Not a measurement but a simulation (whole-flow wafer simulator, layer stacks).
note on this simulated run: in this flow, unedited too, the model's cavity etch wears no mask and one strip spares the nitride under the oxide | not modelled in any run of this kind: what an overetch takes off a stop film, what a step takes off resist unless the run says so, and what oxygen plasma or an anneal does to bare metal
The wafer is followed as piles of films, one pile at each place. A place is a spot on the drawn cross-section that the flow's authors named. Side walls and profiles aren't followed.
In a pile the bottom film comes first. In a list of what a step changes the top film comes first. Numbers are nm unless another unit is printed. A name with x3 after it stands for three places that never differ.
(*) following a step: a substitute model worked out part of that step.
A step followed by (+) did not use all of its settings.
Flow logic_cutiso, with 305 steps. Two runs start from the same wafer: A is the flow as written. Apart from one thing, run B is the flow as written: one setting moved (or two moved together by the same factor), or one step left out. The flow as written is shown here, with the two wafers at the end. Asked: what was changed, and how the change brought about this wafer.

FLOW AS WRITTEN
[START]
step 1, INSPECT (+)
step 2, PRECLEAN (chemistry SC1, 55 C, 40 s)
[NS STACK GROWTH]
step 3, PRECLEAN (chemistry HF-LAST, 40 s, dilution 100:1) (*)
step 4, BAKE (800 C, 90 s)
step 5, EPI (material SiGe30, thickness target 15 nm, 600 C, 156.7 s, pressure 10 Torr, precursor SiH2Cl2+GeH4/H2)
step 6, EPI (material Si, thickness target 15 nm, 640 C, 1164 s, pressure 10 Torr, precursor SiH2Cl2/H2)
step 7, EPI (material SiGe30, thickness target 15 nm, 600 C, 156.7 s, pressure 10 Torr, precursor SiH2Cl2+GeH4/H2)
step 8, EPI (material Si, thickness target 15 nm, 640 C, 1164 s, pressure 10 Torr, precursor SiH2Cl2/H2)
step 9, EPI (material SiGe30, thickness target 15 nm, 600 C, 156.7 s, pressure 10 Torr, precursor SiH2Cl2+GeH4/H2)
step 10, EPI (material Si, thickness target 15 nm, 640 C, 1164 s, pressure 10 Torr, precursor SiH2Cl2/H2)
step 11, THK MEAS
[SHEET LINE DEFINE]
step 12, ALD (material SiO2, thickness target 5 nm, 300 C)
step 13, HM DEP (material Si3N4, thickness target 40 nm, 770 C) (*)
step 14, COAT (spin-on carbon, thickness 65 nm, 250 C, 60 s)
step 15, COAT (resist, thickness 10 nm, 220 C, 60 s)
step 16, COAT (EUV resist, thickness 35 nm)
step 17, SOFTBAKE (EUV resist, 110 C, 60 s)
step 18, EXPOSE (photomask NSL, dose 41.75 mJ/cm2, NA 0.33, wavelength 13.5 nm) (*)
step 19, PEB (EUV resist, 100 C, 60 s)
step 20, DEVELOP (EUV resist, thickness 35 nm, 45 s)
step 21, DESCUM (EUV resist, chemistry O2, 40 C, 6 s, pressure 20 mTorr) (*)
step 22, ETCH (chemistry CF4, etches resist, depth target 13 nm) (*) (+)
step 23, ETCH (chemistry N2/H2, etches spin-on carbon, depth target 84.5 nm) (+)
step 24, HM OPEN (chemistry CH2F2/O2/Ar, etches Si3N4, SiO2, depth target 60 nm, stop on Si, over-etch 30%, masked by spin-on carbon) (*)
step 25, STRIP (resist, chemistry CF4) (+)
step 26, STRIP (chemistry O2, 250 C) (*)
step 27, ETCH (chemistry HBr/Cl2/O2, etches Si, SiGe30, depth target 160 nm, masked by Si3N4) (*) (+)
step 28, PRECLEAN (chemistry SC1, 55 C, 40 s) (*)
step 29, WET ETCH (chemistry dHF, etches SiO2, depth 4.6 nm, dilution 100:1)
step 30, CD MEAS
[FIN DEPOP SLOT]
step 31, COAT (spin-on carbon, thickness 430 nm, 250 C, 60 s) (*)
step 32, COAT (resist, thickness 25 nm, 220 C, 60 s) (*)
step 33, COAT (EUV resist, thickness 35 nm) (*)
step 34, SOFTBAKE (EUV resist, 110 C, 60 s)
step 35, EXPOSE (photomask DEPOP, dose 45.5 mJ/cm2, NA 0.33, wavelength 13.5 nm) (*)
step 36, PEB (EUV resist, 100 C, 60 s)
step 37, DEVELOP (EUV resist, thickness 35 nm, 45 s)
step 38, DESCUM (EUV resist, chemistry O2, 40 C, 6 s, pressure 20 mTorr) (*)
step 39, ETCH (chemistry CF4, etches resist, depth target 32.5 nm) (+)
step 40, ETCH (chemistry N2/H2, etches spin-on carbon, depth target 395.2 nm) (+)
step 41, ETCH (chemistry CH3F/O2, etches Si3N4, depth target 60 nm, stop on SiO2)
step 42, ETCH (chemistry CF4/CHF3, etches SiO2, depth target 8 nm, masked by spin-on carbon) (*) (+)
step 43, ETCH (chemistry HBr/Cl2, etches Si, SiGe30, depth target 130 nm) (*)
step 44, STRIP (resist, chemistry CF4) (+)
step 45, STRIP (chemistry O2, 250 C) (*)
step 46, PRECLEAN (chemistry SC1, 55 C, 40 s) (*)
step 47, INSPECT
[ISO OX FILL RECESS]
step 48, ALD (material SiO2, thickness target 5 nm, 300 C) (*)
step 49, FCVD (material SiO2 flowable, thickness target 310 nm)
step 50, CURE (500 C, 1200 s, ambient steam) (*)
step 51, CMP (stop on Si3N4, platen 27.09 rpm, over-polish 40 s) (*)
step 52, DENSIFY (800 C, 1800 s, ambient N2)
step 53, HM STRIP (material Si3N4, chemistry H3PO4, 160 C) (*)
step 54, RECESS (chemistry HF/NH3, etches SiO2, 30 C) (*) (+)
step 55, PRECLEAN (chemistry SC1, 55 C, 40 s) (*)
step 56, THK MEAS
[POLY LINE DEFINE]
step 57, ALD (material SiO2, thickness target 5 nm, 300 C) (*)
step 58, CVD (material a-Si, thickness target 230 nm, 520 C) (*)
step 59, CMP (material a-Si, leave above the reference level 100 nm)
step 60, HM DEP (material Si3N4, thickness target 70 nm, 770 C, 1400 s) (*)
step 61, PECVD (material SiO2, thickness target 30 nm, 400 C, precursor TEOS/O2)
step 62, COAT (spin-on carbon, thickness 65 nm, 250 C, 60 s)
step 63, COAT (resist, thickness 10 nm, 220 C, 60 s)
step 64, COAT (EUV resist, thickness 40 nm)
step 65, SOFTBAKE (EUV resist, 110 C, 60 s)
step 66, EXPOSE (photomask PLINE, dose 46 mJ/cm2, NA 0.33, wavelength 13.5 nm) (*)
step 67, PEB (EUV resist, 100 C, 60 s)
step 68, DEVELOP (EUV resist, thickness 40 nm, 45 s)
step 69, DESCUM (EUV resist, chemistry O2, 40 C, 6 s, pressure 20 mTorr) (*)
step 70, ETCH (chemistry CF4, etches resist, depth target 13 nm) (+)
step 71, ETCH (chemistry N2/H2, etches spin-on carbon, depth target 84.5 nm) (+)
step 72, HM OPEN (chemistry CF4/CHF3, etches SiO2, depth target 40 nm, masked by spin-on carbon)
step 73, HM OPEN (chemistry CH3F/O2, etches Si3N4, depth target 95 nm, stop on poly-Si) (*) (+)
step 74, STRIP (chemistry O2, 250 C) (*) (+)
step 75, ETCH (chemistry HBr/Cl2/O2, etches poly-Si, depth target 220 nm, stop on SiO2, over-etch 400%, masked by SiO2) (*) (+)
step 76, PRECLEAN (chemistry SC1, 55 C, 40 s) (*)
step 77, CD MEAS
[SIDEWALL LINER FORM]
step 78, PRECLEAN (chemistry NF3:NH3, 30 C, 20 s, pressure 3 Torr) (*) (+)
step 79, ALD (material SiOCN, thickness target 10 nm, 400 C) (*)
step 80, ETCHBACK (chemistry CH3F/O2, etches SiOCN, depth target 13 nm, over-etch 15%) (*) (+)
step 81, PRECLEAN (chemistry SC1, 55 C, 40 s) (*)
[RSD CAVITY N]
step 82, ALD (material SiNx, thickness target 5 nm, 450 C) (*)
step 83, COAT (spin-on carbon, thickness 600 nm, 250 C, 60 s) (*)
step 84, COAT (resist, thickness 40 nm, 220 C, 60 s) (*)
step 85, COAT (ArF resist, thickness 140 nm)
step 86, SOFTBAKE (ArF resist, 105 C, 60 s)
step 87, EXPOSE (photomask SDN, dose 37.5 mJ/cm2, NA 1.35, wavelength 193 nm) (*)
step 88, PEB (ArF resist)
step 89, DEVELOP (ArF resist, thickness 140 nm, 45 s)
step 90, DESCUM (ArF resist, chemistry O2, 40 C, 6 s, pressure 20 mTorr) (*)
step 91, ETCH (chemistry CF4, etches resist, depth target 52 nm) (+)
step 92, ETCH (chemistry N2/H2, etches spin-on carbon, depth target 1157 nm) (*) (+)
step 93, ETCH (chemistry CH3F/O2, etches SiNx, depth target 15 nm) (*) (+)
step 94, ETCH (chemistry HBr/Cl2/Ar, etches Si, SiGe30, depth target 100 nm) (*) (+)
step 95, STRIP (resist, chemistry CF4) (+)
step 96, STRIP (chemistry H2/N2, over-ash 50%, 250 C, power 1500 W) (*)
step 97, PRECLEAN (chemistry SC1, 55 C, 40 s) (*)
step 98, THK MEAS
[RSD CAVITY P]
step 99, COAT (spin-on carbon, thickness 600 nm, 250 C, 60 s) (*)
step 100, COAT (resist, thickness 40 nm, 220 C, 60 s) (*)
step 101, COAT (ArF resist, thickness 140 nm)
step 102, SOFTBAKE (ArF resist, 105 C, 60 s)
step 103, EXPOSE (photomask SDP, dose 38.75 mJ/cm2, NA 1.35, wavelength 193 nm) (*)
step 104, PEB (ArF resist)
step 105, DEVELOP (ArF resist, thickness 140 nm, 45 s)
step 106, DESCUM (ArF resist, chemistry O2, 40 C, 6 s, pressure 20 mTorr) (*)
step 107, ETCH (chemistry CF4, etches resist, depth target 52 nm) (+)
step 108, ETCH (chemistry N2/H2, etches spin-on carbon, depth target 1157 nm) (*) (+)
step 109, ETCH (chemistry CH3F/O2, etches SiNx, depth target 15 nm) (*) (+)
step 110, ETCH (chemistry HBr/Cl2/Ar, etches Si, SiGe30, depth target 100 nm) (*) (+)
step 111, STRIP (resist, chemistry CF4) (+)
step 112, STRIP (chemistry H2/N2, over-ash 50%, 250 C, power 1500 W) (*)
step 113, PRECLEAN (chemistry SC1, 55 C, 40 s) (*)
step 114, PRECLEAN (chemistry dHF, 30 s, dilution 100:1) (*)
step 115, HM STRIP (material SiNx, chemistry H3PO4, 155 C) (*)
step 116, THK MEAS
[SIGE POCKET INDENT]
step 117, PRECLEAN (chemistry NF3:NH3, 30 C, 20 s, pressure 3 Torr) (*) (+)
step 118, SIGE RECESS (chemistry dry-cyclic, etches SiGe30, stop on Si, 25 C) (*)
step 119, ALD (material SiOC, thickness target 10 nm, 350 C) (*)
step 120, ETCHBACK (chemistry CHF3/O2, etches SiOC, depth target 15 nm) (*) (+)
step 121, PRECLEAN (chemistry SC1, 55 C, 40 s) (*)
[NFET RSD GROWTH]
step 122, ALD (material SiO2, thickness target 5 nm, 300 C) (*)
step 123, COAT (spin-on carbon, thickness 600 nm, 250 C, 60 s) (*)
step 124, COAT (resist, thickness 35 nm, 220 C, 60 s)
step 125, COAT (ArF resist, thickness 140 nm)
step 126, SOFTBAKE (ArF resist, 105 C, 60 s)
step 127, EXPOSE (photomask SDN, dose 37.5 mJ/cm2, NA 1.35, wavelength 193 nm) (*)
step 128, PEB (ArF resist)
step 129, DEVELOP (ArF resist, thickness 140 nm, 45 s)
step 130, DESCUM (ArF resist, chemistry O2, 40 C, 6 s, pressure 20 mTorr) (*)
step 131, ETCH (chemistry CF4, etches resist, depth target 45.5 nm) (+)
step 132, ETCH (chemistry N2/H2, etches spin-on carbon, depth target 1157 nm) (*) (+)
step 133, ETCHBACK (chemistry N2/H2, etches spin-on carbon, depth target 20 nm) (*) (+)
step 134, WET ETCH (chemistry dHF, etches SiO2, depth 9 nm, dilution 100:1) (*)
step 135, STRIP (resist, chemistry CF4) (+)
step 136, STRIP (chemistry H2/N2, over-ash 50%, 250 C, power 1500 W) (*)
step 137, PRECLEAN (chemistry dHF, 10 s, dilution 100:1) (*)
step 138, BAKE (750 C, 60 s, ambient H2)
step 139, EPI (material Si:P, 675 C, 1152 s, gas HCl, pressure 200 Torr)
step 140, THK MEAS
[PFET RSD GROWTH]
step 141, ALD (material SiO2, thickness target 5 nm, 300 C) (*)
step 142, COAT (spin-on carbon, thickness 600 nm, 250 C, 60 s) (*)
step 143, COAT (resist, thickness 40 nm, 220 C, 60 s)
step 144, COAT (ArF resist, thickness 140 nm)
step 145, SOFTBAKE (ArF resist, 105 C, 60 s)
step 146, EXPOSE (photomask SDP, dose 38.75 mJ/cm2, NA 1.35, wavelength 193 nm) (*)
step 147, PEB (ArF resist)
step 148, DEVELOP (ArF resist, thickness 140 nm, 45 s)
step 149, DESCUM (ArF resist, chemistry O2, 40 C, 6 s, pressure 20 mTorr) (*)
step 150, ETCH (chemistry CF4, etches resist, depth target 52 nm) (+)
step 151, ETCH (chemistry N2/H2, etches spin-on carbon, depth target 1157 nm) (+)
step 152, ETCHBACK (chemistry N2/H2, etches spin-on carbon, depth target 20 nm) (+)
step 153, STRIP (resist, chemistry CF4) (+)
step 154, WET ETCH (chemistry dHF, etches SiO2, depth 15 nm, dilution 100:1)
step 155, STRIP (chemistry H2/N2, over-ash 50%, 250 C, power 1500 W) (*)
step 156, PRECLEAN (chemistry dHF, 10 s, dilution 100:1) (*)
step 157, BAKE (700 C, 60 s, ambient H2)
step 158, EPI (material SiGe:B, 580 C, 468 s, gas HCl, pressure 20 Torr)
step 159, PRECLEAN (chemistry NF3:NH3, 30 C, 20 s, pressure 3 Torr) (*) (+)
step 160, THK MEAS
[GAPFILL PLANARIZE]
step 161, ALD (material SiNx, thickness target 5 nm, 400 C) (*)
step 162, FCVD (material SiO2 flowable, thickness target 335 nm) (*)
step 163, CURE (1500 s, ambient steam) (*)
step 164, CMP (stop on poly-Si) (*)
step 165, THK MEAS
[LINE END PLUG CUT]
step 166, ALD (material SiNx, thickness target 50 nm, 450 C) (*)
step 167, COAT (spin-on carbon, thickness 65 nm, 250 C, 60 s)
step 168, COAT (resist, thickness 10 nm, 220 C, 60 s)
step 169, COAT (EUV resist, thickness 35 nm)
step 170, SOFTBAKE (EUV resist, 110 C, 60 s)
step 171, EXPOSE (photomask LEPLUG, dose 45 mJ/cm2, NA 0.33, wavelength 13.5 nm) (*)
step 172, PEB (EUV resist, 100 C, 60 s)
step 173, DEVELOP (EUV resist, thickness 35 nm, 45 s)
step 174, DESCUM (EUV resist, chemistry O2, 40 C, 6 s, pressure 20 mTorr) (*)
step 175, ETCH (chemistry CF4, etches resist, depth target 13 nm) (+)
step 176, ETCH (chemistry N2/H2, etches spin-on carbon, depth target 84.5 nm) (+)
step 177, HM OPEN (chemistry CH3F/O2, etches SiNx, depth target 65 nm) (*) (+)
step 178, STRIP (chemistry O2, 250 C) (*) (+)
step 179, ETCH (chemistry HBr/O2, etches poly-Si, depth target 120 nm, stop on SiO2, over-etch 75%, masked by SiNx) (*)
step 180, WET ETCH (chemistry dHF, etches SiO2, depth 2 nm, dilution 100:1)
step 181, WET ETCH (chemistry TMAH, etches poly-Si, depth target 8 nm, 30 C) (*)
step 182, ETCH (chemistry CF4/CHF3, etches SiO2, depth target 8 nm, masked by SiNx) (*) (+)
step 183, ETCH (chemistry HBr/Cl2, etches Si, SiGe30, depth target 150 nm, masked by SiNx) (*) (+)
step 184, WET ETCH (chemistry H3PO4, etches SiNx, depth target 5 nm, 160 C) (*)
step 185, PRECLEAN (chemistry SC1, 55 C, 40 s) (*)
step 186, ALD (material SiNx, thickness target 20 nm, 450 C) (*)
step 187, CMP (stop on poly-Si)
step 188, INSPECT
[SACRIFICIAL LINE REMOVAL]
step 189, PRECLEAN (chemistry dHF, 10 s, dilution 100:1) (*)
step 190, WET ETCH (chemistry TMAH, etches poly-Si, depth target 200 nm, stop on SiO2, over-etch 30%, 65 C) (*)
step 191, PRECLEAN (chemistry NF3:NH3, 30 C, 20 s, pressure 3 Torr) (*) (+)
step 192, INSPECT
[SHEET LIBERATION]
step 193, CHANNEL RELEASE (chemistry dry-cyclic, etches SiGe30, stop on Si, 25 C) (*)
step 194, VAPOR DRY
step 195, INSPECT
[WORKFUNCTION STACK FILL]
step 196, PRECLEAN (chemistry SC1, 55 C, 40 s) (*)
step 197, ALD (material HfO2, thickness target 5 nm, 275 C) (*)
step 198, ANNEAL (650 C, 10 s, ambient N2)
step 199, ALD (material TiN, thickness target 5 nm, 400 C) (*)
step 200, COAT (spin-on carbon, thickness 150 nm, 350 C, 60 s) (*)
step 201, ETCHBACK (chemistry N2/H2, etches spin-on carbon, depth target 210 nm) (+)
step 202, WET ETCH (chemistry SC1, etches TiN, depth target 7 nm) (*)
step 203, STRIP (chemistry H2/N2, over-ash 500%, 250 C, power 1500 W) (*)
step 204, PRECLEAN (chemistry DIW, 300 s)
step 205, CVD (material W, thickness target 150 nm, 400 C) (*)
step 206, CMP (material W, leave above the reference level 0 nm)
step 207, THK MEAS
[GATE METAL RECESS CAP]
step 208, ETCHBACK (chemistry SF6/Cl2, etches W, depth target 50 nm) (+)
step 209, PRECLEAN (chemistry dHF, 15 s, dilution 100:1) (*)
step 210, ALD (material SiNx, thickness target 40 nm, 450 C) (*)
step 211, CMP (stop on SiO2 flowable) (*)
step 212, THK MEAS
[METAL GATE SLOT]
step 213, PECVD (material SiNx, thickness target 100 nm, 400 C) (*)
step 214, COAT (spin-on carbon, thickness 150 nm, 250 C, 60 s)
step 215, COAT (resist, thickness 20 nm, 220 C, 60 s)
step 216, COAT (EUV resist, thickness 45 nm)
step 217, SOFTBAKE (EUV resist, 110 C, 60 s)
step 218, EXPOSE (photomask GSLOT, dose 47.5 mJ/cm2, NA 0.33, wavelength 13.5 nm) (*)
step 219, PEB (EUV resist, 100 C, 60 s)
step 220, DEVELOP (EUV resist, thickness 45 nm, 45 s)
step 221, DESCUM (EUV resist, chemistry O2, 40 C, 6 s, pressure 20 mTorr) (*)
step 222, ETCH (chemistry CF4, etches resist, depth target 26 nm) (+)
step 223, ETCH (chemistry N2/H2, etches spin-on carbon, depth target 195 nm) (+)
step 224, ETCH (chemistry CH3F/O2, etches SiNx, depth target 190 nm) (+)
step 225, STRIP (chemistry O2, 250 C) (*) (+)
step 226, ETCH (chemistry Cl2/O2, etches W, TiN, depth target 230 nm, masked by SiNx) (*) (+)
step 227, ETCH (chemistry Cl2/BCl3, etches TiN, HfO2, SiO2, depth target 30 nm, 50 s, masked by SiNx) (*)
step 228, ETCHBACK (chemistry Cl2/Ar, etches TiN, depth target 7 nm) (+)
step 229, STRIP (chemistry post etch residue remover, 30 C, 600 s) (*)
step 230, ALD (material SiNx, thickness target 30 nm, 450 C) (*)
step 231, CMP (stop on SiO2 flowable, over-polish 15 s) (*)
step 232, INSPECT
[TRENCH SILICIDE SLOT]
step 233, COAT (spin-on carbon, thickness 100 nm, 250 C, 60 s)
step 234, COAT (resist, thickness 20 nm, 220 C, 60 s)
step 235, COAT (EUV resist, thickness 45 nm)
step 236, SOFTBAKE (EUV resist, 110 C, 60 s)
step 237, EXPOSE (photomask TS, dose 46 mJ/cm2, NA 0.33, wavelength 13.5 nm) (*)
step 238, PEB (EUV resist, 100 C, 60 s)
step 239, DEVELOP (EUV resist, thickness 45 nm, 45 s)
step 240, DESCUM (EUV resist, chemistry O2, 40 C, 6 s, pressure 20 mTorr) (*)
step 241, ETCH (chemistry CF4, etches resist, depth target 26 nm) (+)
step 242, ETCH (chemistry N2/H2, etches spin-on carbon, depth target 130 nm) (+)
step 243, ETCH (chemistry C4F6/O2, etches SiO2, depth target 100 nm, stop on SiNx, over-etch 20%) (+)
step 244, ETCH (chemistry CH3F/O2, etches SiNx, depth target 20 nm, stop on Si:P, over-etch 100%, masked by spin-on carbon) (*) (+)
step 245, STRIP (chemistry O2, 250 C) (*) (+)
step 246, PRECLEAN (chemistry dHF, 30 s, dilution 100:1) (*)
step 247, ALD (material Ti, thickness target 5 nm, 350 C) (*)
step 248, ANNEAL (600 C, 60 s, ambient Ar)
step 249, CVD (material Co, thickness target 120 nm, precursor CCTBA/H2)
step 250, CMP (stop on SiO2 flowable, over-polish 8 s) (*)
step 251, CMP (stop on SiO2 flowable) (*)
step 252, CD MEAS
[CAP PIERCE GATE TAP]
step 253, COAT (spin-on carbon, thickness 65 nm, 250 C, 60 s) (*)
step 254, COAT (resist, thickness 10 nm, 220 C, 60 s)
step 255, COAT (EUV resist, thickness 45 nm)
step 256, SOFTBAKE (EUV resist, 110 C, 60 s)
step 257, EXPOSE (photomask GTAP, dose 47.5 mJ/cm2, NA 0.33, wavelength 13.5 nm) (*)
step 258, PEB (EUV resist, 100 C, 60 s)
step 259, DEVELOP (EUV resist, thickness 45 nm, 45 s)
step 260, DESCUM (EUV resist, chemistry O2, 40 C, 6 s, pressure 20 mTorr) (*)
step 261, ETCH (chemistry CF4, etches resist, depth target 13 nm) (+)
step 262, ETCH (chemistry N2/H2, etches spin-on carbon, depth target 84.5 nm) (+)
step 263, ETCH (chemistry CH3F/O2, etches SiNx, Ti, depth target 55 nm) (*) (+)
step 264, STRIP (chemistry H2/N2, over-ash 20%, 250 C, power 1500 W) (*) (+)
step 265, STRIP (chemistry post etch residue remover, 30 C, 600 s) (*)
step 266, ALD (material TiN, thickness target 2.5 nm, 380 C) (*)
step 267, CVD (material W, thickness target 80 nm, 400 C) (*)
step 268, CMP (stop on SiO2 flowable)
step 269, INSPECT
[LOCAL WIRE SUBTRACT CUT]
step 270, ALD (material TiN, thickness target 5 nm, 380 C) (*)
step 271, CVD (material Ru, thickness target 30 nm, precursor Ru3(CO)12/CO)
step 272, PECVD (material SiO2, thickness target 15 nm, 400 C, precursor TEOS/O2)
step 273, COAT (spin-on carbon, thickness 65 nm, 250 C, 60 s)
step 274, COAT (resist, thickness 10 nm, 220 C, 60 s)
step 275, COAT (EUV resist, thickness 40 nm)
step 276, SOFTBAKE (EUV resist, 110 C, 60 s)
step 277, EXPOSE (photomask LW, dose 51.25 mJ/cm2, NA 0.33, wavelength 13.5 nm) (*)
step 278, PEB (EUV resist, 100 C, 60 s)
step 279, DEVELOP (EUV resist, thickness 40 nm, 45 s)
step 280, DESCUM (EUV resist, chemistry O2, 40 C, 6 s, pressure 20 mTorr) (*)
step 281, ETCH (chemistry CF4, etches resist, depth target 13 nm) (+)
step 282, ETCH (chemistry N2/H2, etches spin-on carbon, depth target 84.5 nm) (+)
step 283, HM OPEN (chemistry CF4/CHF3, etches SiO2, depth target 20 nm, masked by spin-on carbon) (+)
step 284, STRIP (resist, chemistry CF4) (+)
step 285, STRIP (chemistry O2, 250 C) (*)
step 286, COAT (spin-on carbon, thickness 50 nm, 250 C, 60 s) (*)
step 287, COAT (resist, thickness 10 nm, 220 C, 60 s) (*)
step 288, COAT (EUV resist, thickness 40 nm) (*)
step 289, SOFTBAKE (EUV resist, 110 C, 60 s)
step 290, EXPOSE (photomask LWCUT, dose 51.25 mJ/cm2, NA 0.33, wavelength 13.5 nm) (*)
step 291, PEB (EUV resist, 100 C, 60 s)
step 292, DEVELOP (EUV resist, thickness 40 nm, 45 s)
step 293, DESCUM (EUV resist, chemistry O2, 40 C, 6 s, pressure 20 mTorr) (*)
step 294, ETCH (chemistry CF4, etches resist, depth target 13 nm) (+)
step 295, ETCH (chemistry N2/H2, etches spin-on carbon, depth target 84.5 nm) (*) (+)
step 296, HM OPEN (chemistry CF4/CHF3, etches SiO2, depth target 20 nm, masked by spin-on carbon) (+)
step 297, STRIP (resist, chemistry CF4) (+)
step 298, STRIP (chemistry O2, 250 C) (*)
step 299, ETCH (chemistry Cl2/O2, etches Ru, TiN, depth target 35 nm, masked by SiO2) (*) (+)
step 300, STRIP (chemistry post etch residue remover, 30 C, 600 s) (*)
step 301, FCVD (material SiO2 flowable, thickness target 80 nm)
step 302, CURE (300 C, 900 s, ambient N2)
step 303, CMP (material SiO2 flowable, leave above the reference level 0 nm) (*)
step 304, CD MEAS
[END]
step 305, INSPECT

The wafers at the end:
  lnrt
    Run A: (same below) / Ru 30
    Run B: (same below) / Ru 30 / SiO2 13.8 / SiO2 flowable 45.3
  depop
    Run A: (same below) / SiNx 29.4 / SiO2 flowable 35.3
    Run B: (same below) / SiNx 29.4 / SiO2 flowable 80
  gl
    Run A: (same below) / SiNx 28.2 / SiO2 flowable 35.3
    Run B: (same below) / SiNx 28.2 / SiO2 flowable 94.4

What caused this: step 303, CMP: material SiO2 flowable, leave above the reference level 0 nm (*), was skipped.

Step by step, how the change led to this:
  (no step that both runs have acts differently)
